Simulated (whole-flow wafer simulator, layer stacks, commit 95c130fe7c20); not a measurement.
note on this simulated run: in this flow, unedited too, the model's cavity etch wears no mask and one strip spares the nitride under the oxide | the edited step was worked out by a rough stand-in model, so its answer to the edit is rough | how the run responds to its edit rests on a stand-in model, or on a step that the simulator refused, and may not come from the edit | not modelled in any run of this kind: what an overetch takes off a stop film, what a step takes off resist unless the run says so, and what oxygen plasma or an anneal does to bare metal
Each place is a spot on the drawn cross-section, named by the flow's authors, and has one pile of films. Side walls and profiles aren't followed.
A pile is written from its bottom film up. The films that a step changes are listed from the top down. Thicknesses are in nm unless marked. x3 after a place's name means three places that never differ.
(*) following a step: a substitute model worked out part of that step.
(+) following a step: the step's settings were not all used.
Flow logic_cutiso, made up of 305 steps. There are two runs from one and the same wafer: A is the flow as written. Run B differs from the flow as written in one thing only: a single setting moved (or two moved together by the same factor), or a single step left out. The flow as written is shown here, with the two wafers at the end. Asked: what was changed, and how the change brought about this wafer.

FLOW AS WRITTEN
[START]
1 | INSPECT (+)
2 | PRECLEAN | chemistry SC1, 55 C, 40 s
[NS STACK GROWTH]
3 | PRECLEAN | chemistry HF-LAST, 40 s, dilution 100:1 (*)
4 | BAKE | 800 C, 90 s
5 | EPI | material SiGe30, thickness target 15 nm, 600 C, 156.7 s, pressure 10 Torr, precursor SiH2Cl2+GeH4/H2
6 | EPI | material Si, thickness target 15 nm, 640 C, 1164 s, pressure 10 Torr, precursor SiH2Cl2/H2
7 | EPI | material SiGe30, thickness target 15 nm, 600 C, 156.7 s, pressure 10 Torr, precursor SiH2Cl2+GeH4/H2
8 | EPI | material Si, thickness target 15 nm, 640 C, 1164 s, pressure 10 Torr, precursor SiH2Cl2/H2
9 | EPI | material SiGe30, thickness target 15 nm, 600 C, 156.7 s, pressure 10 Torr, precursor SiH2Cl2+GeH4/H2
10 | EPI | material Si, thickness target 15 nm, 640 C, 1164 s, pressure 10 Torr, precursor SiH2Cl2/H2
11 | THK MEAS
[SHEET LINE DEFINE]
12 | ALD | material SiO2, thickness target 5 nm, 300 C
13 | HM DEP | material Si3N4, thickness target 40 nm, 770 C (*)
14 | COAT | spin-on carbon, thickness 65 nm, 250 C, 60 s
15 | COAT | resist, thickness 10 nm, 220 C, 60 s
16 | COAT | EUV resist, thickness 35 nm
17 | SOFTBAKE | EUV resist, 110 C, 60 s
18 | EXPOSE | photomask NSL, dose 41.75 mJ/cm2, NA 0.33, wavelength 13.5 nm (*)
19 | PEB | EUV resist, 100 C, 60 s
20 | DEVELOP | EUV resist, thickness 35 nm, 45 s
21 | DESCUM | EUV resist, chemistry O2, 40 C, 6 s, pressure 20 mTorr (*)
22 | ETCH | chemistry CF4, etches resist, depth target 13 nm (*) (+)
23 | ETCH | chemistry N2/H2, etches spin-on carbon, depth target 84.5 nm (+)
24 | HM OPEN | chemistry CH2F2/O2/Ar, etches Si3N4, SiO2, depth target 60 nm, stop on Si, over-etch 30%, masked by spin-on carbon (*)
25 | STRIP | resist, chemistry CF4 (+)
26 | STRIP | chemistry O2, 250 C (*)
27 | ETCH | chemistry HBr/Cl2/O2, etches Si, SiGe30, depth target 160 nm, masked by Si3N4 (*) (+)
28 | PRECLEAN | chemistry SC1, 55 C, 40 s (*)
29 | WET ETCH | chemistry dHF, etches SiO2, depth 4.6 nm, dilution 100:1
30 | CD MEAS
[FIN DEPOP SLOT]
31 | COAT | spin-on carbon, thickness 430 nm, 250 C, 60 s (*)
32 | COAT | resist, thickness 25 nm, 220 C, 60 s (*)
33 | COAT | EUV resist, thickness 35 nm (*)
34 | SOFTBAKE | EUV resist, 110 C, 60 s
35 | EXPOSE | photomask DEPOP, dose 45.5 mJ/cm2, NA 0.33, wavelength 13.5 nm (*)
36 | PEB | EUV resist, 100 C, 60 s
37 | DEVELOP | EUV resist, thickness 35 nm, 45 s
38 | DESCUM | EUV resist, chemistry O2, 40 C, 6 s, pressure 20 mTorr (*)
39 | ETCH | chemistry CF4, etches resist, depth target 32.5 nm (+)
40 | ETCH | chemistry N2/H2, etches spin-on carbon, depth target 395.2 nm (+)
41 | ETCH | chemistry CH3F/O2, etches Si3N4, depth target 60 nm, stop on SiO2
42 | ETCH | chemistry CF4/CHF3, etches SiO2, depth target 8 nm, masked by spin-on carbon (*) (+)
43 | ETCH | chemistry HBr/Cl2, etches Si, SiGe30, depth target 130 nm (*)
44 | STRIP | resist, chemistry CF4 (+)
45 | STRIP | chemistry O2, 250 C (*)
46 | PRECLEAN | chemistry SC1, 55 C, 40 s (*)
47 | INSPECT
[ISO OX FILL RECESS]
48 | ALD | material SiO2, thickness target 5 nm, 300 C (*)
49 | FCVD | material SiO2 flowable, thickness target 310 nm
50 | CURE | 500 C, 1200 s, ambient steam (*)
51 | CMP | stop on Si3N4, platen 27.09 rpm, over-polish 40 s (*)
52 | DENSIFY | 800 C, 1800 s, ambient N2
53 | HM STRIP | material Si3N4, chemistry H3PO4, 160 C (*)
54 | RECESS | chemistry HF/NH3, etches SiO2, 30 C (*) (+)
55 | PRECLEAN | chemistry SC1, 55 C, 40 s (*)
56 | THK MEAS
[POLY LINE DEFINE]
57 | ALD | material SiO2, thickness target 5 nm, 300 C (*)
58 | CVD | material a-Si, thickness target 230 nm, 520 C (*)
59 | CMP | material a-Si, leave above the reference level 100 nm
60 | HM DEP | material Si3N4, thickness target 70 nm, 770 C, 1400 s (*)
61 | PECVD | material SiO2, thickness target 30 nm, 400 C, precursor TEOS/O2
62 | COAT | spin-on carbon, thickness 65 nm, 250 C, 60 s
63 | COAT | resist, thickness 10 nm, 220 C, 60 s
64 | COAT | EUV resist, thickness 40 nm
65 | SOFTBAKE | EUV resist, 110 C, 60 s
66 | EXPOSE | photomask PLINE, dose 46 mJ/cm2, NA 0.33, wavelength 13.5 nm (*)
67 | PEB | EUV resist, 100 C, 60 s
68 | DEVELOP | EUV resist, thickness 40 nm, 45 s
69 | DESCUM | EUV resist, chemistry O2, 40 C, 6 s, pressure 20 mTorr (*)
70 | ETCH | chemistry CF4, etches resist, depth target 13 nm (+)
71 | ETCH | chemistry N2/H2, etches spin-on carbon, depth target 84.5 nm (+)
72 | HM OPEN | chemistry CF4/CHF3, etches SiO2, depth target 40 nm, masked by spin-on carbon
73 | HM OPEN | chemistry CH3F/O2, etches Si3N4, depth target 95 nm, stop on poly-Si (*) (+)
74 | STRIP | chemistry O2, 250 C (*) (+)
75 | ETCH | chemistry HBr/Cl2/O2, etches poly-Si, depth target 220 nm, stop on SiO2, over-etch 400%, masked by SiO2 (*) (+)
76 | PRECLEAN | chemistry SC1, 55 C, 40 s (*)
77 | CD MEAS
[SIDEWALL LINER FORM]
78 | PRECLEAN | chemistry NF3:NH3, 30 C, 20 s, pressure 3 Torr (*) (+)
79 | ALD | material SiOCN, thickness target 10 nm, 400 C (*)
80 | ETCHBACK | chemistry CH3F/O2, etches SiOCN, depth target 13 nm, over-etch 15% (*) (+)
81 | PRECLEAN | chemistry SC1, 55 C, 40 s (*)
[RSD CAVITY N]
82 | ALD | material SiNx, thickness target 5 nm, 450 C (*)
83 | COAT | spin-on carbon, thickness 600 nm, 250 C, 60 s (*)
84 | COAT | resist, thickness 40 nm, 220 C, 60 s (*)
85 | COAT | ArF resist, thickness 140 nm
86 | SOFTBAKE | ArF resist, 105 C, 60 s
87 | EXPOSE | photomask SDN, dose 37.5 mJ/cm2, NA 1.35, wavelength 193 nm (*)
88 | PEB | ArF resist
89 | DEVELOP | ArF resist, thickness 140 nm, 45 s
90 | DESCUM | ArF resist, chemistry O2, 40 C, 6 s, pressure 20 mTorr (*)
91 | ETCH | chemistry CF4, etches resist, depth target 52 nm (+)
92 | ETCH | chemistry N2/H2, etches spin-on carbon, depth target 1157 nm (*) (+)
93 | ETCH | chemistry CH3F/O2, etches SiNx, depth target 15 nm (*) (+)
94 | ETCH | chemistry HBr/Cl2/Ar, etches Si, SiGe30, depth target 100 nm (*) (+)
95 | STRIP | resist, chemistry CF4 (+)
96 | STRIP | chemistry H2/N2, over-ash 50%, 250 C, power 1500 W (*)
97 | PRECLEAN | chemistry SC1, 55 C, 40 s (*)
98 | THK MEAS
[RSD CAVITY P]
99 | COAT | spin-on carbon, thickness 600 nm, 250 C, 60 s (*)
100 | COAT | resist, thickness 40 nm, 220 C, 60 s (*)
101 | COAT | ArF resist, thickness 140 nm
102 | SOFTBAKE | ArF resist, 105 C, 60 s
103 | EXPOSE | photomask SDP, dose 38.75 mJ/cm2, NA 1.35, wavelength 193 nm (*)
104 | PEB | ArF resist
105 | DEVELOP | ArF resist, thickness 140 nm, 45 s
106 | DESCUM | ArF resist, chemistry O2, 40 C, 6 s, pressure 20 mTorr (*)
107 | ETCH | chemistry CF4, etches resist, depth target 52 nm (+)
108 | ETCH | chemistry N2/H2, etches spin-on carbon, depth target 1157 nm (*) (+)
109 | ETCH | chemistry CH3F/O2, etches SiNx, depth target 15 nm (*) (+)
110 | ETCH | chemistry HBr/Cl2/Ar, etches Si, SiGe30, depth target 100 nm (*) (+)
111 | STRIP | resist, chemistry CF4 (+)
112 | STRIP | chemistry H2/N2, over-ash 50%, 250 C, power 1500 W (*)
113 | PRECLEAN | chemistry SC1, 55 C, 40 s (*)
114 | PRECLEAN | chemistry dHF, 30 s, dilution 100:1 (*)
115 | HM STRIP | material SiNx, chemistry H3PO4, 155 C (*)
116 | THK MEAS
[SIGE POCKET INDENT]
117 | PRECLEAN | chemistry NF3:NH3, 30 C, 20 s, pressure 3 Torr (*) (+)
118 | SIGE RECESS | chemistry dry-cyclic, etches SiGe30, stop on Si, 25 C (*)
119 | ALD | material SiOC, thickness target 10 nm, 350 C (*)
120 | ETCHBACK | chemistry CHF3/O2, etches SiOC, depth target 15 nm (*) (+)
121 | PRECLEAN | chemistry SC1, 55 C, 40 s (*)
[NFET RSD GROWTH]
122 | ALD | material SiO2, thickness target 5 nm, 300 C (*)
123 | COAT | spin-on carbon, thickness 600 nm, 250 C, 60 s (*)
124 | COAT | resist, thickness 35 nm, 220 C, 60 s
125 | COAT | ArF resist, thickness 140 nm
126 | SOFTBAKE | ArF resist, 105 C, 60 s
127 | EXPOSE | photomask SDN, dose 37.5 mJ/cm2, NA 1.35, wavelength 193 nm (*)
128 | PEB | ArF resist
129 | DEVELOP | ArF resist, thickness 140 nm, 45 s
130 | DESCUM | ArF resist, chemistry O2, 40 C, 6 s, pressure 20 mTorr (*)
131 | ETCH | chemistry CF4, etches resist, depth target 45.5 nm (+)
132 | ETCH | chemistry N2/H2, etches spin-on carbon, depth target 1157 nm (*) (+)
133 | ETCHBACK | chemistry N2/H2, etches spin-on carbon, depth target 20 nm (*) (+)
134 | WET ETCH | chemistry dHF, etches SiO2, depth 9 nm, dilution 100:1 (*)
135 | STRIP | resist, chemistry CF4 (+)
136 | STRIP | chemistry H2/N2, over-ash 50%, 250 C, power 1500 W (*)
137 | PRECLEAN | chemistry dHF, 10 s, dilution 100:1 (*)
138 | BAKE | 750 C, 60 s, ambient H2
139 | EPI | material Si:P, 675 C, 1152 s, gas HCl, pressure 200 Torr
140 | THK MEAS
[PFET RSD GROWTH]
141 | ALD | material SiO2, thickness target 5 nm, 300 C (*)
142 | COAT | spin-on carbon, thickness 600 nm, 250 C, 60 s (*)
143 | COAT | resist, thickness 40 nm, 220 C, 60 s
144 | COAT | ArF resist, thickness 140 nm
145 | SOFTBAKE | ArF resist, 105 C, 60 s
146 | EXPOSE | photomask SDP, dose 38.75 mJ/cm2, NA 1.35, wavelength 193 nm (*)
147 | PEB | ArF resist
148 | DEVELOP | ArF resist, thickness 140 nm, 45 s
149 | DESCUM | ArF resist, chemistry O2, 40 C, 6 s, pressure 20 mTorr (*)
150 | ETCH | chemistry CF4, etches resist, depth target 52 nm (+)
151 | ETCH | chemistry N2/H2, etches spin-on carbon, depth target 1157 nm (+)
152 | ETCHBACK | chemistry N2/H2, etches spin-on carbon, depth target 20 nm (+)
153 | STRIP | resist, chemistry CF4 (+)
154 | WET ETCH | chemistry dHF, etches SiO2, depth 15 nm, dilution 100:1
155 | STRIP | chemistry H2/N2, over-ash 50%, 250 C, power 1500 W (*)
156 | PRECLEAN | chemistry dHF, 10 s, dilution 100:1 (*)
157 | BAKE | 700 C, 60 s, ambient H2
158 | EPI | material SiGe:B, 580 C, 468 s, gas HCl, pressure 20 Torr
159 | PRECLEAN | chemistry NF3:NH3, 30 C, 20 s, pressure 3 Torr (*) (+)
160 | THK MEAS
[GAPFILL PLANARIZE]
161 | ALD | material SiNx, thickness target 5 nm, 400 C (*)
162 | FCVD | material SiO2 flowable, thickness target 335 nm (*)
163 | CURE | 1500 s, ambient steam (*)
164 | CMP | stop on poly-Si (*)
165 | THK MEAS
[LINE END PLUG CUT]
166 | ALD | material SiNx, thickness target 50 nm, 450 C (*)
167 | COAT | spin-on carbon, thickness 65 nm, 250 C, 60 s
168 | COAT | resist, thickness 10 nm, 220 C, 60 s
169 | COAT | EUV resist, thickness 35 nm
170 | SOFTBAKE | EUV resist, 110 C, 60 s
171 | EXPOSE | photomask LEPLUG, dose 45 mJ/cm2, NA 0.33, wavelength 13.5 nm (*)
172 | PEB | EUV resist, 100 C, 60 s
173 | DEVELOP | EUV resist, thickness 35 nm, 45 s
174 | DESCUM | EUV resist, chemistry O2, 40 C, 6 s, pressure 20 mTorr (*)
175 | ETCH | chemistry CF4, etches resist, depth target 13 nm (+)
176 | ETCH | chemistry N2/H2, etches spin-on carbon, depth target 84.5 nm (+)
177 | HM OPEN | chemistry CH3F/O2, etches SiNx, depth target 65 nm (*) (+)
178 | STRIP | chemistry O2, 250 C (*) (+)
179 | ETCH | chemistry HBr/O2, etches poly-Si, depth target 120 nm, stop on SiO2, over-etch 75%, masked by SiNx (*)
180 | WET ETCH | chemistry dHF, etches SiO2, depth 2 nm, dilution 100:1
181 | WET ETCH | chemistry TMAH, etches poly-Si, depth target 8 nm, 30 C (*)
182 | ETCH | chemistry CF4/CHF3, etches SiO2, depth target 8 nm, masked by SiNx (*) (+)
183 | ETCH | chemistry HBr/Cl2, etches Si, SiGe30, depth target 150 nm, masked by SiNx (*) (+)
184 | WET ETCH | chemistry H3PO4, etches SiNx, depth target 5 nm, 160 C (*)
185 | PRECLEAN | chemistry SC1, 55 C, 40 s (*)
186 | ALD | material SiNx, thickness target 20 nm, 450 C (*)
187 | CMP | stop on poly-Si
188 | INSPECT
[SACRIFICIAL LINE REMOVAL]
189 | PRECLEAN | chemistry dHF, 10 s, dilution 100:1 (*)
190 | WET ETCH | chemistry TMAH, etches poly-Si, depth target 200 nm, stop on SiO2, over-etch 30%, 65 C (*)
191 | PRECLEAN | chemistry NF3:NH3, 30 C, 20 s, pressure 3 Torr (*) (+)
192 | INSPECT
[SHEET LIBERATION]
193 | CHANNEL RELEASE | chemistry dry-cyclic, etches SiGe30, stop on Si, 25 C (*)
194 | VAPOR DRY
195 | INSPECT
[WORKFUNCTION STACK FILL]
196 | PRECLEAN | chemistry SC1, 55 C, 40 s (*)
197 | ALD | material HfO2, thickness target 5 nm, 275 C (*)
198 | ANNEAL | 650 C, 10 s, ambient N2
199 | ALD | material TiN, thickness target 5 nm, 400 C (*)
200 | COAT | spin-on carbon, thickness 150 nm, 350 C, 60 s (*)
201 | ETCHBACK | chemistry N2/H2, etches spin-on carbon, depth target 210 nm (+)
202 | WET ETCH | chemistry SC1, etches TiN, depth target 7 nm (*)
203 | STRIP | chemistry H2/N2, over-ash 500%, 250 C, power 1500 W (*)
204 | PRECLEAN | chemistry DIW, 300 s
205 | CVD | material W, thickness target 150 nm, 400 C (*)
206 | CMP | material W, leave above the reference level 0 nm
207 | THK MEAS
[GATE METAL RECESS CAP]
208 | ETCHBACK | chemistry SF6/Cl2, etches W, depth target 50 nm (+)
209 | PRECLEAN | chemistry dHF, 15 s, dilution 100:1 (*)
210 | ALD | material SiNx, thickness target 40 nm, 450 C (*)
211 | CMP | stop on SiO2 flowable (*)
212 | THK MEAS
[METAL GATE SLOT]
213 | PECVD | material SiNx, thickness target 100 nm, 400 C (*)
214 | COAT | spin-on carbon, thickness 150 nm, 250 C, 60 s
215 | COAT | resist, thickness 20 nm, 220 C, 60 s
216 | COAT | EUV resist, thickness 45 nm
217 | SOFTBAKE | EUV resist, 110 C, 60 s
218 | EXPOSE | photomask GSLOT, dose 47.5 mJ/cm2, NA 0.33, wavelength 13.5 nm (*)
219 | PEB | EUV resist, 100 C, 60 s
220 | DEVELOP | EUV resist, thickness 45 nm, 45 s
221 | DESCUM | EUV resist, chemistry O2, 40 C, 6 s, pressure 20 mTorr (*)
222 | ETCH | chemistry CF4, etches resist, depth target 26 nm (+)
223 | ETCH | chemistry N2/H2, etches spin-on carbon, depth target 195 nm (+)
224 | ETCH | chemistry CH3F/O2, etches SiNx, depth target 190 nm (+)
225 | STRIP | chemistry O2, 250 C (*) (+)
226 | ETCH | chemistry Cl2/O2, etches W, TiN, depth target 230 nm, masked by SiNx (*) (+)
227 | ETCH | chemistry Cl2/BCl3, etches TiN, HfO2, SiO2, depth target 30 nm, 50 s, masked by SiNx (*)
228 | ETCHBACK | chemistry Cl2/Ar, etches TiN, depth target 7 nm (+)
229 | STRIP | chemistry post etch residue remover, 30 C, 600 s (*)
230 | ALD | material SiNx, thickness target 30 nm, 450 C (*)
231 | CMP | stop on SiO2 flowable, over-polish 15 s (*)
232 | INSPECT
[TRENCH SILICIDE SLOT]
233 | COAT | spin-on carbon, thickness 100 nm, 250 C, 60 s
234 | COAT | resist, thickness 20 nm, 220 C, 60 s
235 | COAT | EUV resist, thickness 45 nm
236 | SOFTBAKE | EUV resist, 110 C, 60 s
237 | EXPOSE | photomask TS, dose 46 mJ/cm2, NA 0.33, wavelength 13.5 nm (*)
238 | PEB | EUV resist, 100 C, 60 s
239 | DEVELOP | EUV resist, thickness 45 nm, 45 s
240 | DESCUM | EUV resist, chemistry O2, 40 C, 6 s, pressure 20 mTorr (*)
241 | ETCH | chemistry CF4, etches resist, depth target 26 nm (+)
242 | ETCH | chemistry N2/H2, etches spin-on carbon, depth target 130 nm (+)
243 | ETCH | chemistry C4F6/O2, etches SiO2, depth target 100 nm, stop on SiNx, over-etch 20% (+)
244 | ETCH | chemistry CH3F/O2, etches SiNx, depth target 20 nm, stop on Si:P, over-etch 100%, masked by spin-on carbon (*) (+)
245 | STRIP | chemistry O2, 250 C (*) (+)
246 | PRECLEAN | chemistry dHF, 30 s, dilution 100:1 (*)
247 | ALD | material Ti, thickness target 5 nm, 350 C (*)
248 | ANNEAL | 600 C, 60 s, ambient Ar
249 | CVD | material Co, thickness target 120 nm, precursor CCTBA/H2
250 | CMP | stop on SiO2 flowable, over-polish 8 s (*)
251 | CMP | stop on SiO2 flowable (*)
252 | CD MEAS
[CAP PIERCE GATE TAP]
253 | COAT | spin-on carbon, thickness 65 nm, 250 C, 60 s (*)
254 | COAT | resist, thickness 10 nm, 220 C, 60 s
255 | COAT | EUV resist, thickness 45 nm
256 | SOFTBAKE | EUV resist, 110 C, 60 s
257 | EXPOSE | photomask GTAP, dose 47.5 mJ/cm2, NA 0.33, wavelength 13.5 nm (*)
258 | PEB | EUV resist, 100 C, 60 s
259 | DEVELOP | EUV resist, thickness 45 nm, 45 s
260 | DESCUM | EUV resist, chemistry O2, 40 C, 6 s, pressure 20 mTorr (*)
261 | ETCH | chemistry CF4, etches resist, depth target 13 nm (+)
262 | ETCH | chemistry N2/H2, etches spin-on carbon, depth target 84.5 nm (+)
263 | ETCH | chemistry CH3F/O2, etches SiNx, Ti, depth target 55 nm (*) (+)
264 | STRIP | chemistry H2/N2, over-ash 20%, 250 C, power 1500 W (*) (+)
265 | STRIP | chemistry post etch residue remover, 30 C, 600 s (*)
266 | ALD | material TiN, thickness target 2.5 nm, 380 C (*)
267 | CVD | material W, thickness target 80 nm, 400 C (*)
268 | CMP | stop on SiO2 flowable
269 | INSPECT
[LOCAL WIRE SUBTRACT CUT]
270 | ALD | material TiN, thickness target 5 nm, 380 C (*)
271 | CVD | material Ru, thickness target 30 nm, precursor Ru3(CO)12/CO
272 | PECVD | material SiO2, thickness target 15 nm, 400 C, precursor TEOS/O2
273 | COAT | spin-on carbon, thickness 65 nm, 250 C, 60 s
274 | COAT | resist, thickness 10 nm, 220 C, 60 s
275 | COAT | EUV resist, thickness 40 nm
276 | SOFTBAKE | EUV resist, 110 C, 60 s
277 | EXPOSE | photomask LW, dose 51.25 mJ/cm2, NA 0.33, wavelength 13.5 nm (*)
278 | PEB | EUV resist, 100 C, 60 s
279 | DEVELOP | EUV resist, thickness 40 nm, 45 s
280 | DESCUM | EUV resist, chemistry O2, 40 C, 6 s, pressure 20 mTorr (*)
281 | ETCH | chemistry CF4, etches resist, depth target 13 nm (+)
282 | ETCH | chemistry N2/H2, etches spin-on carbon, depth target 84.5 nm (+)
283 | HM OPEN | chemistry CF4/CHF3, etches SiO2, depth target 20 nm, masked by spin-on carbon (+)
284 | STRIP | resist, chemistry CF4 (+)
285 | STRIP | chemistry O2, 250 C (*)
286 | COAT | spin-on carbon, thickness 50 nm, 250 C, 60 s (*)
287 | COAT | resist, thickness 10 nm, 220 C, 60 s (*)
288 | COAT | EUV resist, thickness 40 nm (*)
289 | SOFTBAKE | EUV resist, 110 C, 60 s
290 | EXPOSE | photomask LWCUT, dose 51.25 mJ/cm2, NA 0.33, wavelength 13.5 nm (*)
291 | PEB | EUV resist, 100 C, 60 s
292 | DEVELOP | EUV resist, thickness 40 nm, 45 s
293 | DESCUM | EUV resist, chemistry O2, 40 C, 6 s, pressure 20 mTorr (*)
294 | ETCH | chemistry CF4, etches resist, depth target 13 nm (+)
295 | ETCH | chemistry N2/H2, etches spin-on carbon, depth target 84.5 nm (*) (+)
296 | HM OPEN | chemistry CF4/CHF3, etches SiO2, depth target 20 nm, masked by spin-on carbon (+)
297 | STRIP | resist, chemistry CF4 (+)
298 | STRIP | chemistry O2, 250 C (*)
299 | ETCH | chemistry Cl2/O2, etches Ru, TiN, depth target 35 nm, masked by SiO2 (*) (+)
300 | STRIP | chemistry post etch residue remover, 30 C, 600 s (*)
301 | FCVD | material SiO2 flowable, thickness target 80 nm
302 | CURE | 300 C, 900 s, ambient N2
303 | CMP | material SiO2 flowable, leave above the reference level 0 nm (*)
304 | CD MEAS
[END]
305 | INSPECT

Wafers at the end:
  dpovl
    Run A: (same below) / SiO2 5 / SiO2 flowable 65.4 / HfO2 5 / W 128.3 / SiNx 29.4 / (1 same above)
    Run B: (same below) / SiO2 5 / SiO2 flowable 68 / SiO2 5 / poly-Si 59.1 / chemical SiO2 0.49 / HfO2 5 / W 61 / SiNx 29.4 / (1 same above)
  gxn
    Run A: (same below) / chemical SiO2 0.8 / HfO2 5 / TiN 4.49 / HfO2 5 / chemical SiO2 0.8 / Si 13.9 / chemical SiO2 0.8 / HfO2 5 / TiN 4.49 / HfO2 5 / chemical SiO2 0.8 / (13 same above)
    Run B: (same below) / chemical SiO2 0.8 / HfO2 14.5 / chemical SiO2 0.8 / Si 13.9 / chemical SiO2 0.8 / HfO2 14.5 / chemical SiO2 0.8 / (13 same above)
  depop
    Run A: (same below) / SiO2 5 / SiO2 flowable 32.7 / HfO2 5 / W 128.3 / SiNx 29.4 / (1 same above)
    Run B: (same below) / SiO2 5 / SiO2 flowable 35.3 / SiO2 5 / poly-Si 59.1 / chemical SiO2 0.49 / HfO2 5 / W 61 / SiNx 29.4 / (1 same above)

What caused this: step 190, WET ETCH: depth target 130 nm was run, while the flow as written has depth target 200 nm.

Step by step, how the change led to this:
  190 | WET ETCH | chemistry TMAH, etches poly-Si, depth target 200 nm, stop on SiO2, over-etch 30%, 65 C (*)
      depop, dpovl, gfld, gxf, isow, nsgap: A poly-Si loses 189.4 (all of it) | B poly-Si loses 130
  191 | PRECLEAN | chemistry NF3:NH3, 30 C, 20 s, pressure 3 Torr (*) (+)
      depop, dpovl, gfld, gxf, isow, nsgap: A SiO2 loses 5 (all of it), SiO2 flowable loses 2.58 | B nothing
  197 | ALD | material HfO2, thickness target 5 nm, 275 C (*)
      gxn, gxp: A HfO2 gains 5 (new film), HfO2 gains 5 (new film), cavity loses 10, HfO2 gains 5 (new film), HfO2 gains 5 (new film), cavity loses 10, HfO2 gains 5 (new film), HfO2 gains 5 (new film), cavity loses 10, HfO2 gains 5 (new film) | B HfO2 gains 5 (new film), HfO2 gains 5 (new film), cavity loses 10, HfO2 gains 5 (new film), HfO2 gains 14.5 (new film), cavity loses 14.5 (all of it), HfO2 gains 14.5 (new film), cavity loses 14.5 (all of it)
      gxf: A HfO2 gains 7.7 (new film) | B HfO2 gains 5 (new film)
  199 | ALD | material TiN, thickness target 5 nm, 400 C (*)
      gxn, gxp: A TiN gains 5 (new film), TiN gains 4.49 (new film), cavity loses 4.49 (all of it), TiN gains 4.49 (new film), cavity loses 4.49 (all of it), TiN gains 4.49 (new film), cavity loses 4.49 (all of it) | B TiN gains 5 (new film), TiN gains 4.49 (new film), cavity loses 4.49 (all of it)
      gfld: A TiN gains 7.64 (new film) | B TiN gains 5 (new film)
  200 | COAT | spin-on carbon, thickness 150 nm, 350 C, 60 s (*)
      depop: A spin-on carbon gains 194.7 (new film) | B spin-on carbon gains 161.8 (new film)
      dpovl: A spin-on carbon gains 194.8 (new film) | B spin-on carbon gains 161.8 (new film)
      (also at 5 further places)
  201 | ETCHBACK | chemistry N2/H2, etches spin-on carbon, depth target 210 nm (+)
      depop: A spin-on carbon loses 194.7 (all of it) | B spin-on carbon loses 161.8 (all of it)
      dpovl: A spin-on carbon loses 194.8 (all of it) | B spin-on carbon loses 161.8 (all of it)
      (also at 3 further places)
  203 | STRIP | chemistry H2/N2, over-ash 500%, 250 C, power 1500 W (*)
      gl, glp: A spin-on carbon loses 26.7 (all of it) | B spin-on carbon loses 28.1 (all of it)
      gxn, gxp: A spin-on carbon loses 26.8 (all of it) | B spin-on carbon loses 28.3 (all of it)
      (also at 3 further places)
  205 | CVD | material W, thickness target 150 nm, 400 C (*)
      depop, dpovl, isow, nsgap: A W gains 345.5 (new film) | B W gains 278.2 (new film)
      gfld: A W gains 337.9 (new film) | B W gains 273.2 (new film)
      (also at 1 further place)
  226 | ETCH | chemistry Cl2/O2, etches W, TiN, depth target 230 nm, masked by SiNx (*) (+)
      depop, dpovl, gl and 18 more: A SiNx loses 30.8 | B SiNx loses 14
      gfld: A W loses 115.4 (all of it), TiN loses 7.64 (all of it), HfO2 loses 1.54 | B W loses 50.8 (all of it), TiN loses 5 (all of it), HfO2 loses 0.7
  227 | ETCH | chemistry Cl2/BCl3, etches TiN, HfO2, SiO2, depth target 30 nm, 50 s, masked by SiNx (*)
      gfld: A HfO2 loses 3.46 (all of it), SiO2 flowable loses 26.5 | B HfO2 loses 4.3 (all of it), chemical SiO2 loses 0.49 (all of it), poly-Si loses 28
  228 | ETCHBACK | chemistry Cl2/Ar, etches TiN, depth target 7 nm (+)
      gfld: A SiO2 flowable loses 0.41 | B poly-Si loses 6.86
  230 | ALD | material SiNx, thickness target 30 nm, 450 C (*)
      gfld: A SiNx gains 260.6 (new film) | B SiNx gains 218.6 (new film)
  231 | CMP | stop on SiO2 flowable, over-polish 15 s (*)
      depop, dpovl, gl and 9 more: A SiNx loses 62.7 | B SiNx loses 79.5
      lnr, lnri, lnrp, lnrt: A SiNx loses 61 (all of it), SiOCN loses 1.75 | B SiNx loses 77.8 (all of it), SiOCN loses 1.75
      (also at 6 further places)
Taking metal films that touch as one body, gxn has 2 bodies (between them, from the top down: HfO2 5 / chemical SiO2 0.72 / Si 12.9 / chemical SiO2 0.8 / HfO2 5); the flow as written gives 4 bodies (between them, from the top down: HfO2 5 / chemical SiO2 0.72 / Si 12.9 / chemical SiO2 0.8 / HfO2 5; HfO2 5 / chemical SiO2 0.8 / Si 13.9 / chemical SiO2 0.8 / HfO2 5; HfO2 5 / chemical SiO2 0.8 / Si 13.9 / chemical SiO2 0.8 / HfO2 5).
